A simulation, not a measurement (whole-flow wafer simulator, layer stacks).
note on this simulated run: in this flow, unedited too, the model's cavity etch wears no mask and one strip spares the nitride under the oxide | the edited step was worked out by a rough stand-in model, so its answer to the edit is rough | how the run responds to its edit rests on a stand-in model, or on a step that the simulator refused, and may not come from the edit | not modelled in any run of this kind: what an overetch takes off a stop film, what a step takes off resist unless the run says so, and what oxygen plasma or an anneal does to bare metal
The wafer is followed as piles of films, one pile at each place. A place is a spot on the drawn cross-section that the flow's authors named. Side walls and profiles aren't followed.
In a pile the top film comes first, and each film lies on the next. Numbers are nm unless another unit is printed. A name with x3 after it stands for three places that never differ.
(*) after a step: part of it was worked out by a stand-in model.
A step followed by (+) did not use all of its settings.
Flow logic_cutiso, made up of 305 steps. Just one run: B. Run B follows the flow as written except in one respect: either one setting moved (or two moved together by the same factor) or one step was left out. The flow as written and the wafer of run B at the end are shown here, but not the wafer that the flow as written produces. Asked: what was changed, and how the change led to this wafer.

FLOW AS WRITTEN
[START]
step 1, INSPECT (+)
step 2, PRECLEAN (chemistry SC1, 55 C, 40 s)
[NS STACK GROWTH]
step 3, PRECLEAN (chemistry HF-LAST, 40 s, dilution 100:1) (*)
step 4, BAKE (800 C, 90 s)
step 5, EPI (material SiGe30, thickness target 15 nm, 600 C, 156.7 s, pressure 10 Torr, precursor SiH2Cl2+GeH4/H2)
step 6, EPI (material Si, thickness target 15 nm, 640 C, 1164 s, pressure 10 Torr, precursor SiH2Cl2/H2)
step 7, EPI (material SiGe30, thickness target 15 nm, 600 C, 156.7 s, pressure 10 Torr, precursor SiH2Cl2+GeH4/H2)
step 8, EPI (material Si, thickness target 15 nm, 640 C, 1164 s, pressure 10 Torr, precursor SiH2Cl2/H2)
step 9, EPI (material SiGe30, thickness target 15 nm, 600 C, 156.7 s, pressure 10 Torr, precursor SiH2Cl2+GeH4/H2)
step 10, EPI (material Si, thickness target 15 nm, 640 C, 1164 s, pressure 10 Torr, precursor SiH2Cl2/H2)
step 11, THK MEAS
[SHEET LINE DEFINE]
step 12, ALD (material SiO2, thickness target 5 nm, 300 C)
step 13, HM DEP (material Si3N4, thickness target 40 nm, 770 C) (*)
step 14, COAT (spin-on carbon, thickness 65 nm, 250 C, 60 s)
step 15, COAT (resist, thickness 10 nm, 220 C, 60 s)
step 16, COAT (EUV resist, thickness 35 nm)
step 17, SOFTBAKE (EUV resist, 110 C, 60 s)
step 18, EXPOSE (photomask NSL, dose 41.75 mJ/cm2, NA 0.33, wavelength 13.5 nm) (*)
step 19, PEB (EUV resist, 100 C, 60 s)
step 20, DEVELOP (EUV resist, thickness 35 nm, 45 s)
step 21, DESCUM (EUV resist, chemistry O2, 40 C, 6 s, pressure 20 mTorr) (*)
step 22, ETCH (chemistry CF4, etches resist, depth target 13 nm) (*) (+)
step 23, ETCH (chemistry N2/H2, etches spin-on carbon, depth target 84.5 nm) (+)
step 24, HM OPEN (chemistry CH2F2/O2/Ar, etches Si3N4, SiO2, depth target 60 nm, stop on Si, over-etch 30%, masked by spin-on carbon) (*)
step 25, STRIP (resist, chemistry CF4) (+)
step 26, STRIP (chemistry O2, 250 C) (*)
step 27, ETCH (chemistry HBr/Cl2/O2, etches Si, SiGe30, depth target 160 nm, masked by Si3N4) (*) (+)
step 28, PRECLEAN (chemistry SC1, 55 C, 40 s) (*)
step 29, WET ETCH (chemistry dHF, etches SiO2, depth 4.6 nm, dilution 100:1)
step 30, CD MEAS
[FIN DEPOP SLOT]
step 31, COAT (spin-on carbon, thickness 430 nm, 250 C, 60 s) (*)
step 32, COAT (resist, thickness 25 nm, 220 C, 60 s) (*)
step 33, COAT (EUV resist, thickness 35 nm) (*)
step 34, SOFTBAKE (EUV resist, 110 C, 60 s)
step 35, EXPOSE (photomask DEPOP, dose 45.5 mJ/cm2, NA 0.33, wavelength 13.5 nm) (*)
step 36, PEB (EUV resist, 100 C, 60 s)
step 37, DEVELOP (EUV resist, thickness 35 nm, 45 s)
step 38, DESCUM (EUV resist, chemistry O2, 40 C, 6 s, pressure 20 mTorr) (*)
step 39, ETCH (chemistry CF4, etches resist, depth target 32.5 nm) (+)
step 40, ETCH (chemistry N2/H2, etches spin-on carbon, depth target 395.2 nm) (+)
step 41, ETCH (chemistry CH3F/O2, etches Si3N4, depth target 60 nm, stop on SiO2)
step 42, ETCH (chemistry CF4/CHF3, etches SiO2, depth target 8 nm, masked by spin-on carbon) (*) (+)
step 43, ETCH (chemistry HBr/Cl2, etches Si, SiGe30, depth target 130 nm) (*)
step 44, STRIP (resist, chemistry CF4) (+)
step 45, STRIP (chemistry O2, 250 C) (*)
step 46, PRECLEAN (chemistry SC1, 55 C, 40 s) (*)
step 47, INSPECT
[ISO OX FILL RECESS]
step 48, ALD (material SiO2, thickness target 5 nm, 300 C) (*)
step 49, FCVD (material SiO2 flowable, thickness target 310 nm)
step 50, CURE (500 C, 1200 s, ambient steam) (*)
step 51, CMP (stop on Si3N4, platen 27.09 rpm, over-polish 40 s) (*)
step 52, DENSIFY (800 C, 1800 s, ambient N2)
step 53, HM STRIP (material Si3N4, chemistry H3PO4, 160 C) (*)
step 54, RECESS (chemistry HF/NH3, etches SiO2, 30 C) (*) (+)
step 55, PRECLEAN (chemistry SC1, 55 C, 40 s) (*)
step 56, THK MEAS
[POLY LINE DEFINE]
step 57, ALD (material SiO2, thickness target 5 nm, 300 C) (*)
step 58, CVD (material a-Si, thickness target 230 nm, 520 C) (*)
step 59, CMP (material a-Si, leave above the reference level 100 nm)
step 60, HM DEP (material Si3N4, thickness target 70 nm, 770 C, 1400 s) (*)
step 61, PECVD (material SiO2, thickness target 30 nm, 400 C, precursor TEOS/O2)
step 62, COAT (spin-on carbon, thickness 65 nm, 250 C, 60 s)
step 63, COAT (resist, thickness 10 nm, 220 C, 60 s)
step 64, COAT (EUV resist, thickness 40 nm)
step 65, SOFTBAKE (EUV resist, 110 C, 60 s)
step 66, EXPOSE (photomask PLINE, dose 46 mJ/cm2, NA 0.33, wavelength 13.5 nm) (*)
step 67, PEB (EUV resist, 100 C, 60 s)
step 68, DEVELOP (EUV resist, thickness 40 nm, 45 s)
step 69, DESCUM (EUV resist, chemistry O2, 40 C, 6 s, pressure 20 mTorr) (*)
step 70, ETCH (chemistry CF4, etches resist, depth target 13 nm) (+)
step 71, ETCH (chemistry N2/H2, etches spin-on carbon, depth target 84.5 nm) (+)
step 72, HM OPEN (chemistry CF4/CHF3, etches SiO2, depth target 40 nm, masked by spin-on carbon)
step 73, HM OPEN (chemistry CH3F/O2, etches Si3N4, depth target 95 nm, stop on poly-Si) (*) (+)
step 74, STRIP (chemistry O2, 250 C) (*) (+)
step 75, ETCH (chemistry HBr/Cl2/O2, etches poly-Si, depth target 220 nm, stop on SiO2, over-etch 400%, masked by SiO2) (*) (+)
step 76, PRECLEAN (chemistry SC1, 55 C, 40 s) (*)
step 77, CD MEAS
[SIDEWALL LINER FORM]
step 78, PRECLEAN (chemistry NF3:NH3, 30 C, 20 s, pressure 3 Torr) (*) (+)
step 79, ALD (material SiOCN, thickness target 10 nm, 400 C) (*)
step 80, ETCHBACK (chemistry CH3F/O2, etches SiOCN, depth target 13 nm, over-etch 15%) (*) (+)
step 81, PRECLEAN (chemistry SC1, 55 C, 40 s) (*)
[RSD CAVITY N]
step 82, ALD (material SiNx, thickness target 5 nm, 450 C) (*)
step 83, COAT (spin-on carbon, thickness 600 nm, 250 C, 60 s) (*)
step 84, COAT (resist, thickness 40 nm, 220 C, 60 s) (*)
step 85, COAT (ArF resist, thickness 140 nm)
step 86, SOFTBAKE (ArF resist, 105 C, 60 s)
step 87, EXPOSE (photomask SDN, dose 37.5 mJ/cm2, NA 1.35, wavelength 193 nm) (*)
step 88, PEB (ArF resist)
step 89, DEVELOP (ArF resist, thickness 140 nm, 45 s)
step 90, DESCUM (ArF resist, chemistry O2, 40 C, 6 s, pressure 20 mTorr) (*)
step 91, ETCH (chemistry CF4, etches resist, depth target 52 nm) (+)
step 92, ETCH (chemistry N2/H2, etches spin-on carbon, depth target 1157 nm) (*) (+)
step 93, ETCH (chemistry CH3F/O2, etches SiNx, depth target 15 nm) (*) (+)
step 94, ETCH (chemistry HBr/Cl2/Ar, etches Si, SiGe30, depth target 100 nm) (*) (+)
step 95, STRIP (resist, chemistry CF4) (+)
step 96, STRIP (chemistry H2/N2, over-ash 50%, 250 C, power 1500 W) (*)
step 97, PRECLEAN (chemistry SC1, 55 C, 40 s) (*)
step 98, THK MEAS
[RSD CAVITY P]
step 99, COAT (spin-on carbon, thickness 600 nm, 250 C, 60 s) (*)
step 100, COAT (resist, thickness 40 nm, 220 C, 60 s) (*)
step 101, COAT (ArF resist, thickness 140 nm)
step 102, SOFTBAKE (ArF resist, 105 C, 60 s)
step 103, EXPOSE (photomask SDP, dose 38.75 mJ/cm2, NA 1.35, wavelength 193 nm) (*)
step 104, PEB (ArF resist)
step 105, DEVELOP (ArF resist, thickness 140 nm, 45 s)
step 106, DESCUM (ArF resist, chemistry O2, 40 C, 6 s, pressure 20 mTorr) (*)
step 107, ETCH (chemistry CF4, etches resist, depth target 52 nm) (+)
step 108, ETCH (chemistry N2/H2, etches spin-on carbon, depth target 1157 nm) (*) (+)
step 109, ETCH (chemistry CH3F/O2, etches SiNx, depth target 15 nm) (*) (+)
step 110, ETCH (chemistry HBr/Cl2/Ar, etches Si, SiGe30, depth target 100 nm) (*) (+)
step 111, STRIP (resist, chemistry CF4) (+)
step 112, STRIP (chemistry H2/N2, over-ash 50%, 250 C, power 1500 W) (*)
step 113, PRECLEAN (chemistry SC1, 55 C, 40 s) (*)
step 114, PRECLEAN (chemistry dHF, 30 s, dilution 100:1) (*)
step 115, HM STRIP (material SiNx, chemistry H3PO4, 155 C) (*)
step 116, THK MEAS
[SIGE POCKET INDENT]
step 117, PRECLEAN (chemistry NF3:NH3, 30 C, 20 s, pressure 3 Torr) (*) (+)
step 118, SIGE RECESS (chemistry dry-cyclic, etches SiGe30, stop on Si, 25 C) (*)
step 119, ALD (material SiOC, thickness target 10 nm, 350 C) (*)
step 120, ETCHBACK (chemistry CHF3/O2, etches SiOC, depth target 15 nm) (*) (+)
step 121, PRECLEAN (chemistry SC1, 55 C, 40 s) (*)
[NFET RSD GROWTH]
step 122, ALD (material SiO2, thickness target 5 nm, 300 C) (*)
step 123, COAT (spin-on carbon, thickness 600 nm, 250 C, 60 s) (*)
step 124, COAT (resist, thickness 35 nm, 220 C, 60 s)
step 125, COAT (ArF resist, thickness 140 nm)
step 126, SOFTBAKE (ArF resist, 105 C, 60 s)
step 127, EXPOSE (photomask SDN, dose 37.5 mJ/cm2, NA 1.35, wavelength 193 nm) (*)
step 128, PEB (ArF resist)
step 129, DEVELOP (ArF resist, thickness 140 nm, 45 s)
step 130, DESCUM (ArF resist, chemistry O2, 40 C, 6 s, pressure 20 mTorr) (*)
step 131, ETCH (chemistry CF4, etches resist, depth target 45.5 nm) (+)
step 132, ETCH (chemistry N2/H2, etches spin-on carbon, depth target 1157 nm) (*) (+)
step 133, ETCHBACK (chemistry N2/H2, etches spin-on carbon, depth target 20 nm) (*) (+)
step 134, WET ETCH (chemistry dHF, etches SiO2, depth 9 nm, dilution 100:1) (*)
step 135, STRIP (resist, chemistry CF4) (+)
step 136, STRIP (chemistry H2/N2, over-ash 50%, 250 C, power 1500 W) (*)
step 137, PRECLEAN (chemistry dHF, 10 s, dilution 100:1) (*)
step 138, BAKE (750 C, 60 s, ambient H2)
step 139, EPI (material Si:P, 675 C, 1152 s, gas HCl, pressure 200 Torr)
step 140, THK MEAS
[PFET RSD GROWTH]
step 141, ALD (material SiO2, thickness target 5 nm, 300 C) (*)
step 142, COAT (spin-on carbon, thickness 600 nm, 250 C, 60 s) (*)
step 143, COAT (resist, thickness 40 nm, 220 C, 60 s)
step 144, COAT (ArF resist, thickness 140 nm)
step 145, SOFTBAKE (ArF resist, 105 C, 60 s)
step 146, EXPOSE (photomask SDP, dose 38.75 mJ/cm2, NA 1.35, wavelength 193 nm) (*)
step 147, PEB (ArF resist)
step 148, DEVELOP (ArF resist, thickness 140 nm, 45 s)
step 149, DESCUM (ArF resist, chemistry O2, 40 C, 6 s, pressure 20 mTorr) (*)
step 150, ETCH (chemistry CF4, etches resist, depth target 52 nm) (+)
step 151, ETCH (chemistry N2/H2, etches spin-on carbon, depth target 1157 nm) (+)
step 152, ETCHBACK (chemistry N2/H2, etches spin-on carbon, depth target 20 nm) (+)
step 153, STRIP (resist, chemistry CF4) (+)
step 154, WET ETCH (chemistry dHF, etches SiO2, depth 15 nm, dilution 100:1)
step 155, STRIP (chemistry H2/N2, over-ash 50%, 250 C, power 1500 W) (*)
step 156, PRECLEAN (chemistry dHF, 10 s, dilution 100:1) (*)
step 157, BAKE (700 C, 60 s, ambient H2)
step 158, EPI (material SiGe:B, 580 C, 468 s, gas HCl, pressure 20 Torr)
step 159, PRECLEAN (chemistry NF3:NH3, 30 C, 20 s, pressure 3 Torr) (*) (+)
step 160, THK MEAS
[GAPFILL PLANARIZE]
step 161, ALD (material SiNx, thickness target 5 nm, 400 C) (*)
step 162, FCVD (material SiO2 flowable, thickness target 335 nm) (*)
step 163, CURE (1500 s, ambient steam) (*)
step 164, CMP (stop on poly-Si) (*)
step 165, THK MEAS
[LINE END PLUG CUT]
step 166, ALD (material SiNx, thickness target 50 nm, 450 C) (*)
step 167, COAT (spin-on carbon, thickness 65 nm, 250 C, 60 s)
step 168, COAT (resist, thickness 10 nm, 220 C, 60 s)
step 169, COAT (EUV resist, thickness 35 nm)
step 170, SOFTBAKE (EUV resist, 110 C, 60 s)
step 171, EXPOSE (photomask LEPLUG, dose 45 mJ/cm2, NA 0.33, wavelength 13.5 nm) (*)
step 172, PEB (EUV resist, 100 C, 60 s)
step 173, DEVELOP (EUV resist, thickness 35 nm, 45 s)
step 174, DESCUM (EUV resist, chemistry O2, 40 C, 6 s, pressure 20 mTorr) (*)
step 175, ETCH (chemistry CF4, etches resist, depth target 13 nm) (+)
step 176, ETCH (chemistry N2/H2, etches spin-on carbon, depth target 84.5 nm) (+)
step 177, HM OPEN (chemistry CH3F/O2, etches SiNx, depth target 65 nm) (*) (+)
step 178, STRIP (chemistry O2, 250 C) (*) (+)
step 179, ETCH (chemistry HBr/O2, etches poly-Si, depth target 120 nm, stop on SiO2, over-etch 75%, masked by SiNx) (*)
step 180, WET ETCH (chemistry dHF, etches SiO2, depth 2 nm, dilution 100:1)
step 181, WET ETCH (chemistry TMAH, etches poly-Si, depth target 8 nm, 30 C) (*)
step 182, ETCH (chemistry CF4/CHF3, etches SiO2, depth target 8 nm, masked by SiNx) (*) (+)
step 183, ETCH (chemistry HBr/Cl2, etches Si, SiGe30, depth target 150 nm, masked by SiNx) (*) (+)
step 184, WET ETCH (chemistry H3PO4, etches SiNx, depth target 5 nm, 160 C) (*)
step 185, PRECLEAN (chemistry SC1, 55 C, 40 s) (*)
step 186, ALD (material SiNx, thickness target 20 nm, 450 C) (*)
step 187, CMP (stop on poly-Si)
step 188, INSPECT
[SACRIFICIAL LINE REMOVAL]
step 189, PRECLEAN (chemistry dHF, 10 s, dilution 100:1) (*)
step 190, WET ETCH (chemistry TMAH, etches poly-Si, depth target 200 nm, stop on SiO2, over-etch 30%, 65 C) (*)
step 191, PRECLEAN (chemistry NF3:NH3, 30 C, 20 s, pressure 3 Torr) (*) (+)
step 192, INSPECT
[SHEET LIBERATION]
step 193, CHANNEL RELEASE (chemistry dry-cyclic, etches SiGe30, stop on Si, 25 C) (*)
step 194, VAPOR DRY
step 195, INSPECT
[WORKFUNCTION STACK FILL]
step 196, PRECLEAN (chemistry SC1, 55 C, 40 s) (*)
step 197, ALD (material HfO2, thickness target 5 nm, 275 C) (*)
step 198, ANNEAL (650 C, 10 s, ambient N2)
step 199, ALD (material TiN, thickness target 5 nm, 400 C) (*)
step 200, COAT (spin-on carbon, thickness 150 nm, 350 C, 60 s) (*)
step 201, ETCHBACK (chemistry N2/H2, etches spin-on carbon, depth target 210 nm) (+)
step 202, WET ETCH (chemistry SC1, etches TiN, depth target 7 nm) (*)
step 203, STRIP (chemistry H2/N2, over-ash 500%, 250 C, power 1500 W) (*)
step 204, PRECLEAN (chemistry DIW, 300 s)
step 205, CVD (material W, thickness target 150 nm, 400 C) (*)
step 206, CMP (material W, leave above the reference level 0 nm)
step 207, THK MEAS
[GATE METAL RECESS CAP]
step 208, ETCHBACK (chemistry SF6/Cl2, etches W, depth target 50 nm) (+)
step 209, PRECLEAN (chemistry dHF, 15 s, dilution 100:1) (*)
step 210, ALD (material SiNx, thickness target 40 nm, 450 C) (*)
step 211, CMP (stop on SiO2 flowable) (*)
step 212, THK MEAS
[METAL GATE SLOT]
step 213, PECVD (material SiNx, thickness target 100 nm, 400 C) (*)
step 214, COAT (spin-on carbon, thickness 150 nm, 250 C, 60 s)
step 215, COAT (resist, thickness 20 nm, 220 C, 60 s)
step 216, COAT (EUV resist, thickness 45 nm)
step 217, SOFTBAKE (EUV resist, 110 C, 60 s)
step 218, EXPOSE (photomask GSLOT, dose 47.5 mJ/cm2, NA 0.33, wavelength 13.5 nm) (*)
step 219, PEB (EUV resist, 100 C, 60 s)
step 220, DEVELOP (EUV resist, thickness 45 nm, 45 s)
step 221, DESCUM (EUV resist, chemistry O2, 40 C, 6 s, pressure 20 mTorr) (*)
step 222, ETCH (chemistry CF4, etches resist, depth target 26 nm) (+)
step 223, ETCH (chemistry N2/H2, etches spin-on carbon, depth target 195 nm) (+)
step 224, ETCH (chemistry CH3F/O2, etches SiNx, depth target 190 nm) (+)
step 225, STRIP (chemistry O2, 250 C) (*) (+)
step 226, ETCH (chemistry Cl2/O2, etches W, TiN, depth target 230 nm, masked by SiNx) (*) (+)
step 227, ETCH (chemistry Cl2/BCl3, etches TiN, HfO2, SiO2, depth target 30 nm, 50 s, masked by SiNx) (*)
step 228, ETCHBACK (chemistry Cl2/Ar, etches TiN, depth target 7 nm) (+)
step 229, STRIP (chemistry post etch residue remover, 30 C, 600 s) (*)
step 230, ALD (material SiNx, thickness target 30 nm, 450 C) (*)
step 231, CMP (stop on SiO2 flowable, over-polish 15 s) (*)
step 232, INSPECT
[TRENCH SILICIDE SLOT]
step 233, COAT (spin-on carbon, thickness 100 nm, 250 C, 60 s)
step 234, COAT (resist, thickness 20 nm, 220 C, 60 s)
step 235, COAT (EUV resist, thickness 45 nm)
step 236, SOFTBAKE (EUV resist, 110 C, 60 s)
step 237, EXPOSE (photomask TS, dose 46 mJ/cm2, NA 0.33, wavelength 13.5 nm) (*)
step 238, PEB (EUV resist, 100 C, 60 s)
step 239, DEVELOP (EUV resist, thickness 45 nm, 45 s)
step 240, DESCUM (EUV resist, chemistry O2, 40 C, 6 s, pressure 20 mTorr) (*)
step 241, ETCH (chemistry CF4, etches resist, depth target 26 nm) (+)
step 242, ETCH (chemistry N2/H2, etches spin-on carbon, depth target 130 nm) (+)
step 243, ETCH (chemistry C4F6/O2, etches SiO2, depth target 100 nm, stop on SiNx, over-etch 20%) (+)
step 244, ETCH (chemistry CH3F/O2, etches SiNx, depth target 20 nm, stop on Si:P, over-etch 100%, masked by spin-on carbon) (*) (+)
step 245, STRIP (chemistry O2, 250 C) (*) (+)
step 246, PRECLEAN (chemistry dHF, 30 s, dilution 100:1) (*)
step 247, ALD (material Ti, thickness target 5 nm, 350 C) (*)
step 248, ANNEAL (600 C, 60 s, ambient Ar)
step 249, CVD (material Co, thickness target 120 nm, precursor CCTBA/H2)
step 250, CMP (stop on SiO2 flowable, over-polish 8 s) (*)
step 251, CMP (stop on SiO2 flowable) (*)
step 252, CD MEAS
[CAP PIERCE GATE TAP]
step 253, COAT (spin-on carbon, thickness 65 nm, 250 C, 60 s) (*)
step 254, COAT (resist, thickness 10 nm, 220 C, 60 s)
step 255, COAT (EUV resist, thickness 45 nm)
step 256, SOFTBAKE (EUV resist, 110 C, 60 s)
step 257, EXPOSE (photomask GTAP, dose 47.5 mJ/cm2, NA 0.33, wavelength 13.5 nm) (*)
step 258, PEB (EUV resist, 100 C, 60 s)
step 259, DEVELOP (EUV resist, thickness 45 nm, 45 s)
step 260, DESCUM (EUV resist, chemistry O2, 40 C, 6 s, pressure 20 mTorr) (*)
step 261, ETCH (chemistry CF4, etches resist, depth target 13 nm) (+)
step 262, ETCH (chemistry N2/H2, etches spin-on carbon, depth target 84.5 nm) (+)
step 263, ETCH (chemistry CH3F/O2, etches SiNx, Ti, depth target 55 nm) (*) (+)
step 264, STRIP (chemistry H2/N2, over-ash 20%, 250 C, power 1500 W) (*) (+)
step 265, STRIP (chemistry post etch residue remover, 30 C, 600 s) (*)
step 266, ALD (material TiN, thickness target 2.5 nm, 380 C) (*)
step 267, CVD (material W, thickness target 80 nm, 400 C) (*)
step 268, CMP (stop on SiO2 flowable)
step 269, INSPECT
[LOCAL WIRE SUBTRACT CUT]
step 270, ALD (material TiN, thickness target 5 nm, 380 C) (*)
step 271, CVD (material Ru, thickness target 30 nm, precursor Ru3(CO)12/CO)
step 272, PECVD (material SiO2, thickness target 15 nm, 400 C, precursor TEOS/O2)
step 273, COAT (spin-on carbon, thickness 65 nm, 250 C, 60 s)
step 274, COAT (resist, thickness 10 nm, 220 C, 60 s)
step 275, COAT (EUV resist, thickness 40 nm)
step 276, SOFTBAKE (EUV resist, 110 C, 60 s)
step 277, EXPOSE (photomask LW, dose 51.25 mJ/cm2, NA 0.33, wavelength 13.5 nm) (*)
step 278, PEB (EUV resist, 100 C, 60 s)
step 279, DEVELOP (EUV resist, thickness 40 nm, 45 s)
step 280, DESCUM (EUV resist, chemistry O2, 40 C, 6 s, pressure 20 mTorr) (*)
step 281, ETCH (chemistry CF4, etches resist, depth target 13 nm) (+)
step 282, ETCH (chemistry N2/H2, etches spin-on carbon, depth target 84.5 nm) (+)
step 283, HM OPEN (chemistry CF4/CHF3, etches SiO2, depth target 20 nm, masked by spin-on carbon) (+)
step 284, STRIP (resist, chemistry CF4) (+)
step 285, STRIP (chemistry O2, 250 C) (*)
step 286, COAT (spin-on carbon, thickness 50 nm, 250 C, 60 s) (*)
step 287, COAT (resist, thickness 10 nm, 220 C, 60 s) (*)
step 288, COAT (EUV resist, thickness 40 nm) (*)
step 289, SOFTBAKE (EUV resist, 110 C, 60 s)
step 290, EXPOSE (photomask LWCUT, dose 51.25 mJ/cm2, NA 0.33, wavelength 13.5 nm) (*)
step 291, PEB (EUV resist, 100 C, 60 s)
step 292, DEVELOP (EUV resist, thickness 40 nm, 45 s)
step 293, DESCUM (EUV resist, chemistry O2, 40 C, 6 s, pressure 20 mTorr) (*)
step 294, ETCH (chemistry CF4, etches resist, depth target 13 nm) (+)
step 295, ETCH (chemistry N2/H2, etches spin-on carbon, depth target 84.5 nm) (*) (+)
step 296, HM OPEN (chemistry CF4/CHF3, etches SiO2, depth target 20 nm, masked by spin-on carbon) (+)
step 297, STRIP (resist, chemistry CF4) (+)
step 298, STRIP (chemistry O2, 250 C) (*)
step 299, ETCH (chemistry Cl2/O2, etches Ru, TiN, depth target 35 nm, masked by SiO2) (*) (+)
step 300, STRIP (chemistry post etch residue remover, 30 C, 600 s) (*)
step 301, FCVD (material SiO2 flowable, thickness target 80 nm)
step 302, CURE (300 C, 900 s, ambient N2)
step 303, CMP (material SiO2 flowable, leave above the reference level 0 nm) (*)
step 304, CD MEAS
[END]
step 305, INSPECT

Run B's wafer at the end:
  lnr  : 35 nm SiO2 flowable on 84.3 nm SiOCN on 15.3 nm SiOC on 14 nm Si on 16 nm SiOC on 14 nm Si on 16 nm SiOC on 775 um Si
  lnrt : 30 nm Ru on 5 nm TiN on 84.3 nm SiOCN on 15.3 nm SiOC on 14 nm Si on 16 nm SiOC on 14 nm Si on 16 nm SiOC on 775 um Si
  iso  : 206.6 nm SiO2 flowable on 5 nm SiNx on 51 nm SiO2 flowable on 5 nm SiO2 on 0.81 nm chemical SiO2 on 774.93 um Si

Cause: step 75, ETCH: depth target 253 nm was run, while the flow as written has depth target 220 nm.

Step by step, how the change led to this:
  step 75, ETCH (chemistry HBr/Cl2/O2, etches poly-Si, depth target 220 nm, stop on SiO2, over-etch 400%, masked by SiO2) (*) (+)
      lnr, lnrp, lnrt, rsdn, rsdp, rsdw, rsdx: chemical SiO2 loses 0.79 (all of it), poly-Si loses 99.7 (all of it), SiO2 loses 5 (all of it), chemical SiO2 loses 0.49 (all of it), Si loses 13.9 (all of it) (it would be, as written: chemical SiO2 loses 0.79 (all of it), poly-Si loses 99.7 (all of it), SiO2 loses 5 (all of it))
      iso, lnri: chemical SiO2 loses 0.79 (all of it), poly-Si loses 189.1 (all of it), SiO2 loses 5 (all of it), SiO2 flowable loses 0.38 (it would be, as written: chemical SiO2 loses 0.79 (all of it), poly-Si loses 189.1 (all of it), SiO2 loses 4.55)
  step 80, ETCHBACK (chemistry CH3F/O2, etches SiOCN, depth target 13 nm, over-etch 15%) (*) (+)
      rsdn, rsdp, rsdw, rsdx: SiOCN loses 10 (all of it), SiGe30 loses 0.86 (it would be, as written: SiOCN loses 10 (all of it), Si loses 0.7)
      lnr, lnrp, lnrt: SiOCN gains 189.1 (it would be, as written: SiOCN gains 175.1)
  step 94, ETCH (chemistry HBr/Cl2/Ar, etches Si, SiGe30, depth target 100 nm) (*) (+)
      rsdn, rsdx: chemical SiO2 loses 0.49 (all of it), SiGe30 loses 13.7 (all of it), Si loses 15 (all of it), SiGe30 loses 15 (all of it), Si loses 15 (all of it), SiGe30 loses 15 (all of it), Si loses 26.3 (it would be, as written: chemical SiO2 loses 0.49 (all of it), Si loses 12.8 (all of it), SiGe30 loses 15 (all of it), Si loses 15 (all of it), SiGe30 loses 15 (all of it), Si loses 15 (all of it), SiGe30 loses 15 (all of it), Si loses 12.2)
  step 110, ETCH (chemistry HBr/Cl2/Ar, etches Si, SiGe30, depth target 100 nm) (*) (+)
      rsdp, rsdw: chemical SiO2 loses 0.49 (all of it), SiGe30 loses 13.7 (all of it), Si loses 15 (all of it), SiGe30 loses 15 (all of it), Si loses 15 (all of it), SiGe30 loses 15 (all of it), Si loses 26.3 (it would be, as written: chemical SiO2 loses 0.49 (all of it), Si loses 12.8 (all of it), SiGe30 loses 15 (all of it), Si loses 15 (all of it), SiGe30 loses 15 (all of it), Si loses 15 (all of it), SiGe30 loses 15 (all of it), Si loses 12.2)
  step 118, SIGE RECESS (chemistry dry-cyclic, etches SiGe30, stop on Si, 25 C) (*)
      lnr, lnrp, lnrt: SiOCN loses 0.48, cavity gains 15.3 (new film), SiGe30 loses 14.8 (all of it), Si loses 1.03, cavity gains 16 (new film), SiGe30 loses 15 (all of it), Si loses 1.03, cavity gains 16 (new film), SiGe30 loses 15 (all of it), Si loses 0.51 (it would be, as written: SiOCN loses 0.48, Si loses 0.51, cavity gains 16 (new film), SiGe30 loses 15 (all of it), Si loses 1.03, cavity gains 16 (new film), SiGe30 loses 15 (all of it), Si loses 1.03, cavity gains 16 (new film), SiGe30 loses 15 (all of it), Si loses 0.51)
  step 119, ALD (material SiOC, thickness target 10 nm, 350 C) (*)
      lnr, lnrp, lnrt: SiOC gains 10 (new film), SiOC gains 15.3 (new film), cavity loses 15.3 (all of it), SiOC gains 16 (new film), cavity loses 16 (all of it), SiOC gains 16 (new film), cavity loses 16 (all of it) (it would be, as written: SiOC gains 10 (new film), SiOC gains 16 (new film), cavity loses 16 (all of it), SiOC gains 16 (new film), cavity loses 16 (all of it), SiOC gains 16 (new film), cavity loses 16 (all of it))
  step 135, STRIP (resist, chemistry CF4) (+)
      gl: Si3N4 loses 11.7 (it would be, as written: Si3N4 loses 12.3)
  step 139, EPI (material Si:P, 675 C, 1152 s, gas HCl, pressure 200 Torr)
      rsdn, rsdx: Si:P gains 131 (new film) (it would be, as written: Si:P gains 116.9 (new film))
  step 141, ALD (material SiO2, thickness target 5 nm, 300 C) (*)
      gxn: SiO2 gains 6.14 (new film) (it would be, as written: SiO2 gains 10.1 (new film))
  step 158, EPI (material SiGe:B, 580 C, 468 s, gas HCl, pressure 20 Torr)
      rsdp, rsdw: SiGe:B gains 131 (new film) (it would be, as written: SiGe:B gains 116.8 (new film))
  step 159, PRECLEAN (chemistry NF3:NH3, 30 C, 20 s, pressure 3 Torr) (*) (+)
      gxn: SiO2 loses 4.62 (all of it), Si3N4 loses 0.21 (it would be, as written: SiO2 loses 7.5)
  step 164, CMP (stop on poly-Si) (*)
      gxn: SiO2 flowable loses 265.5 (all of it), SiNx loses 5 (all of it), Si3N4 loses 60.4 (all of it) (it would be, as written: SiO2 flowable loses 264.5 (all of it), SiNx loses 5 (all of it), SiO2 loses 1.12 (all of it), Si3N4 loses 60.3 (all of it))
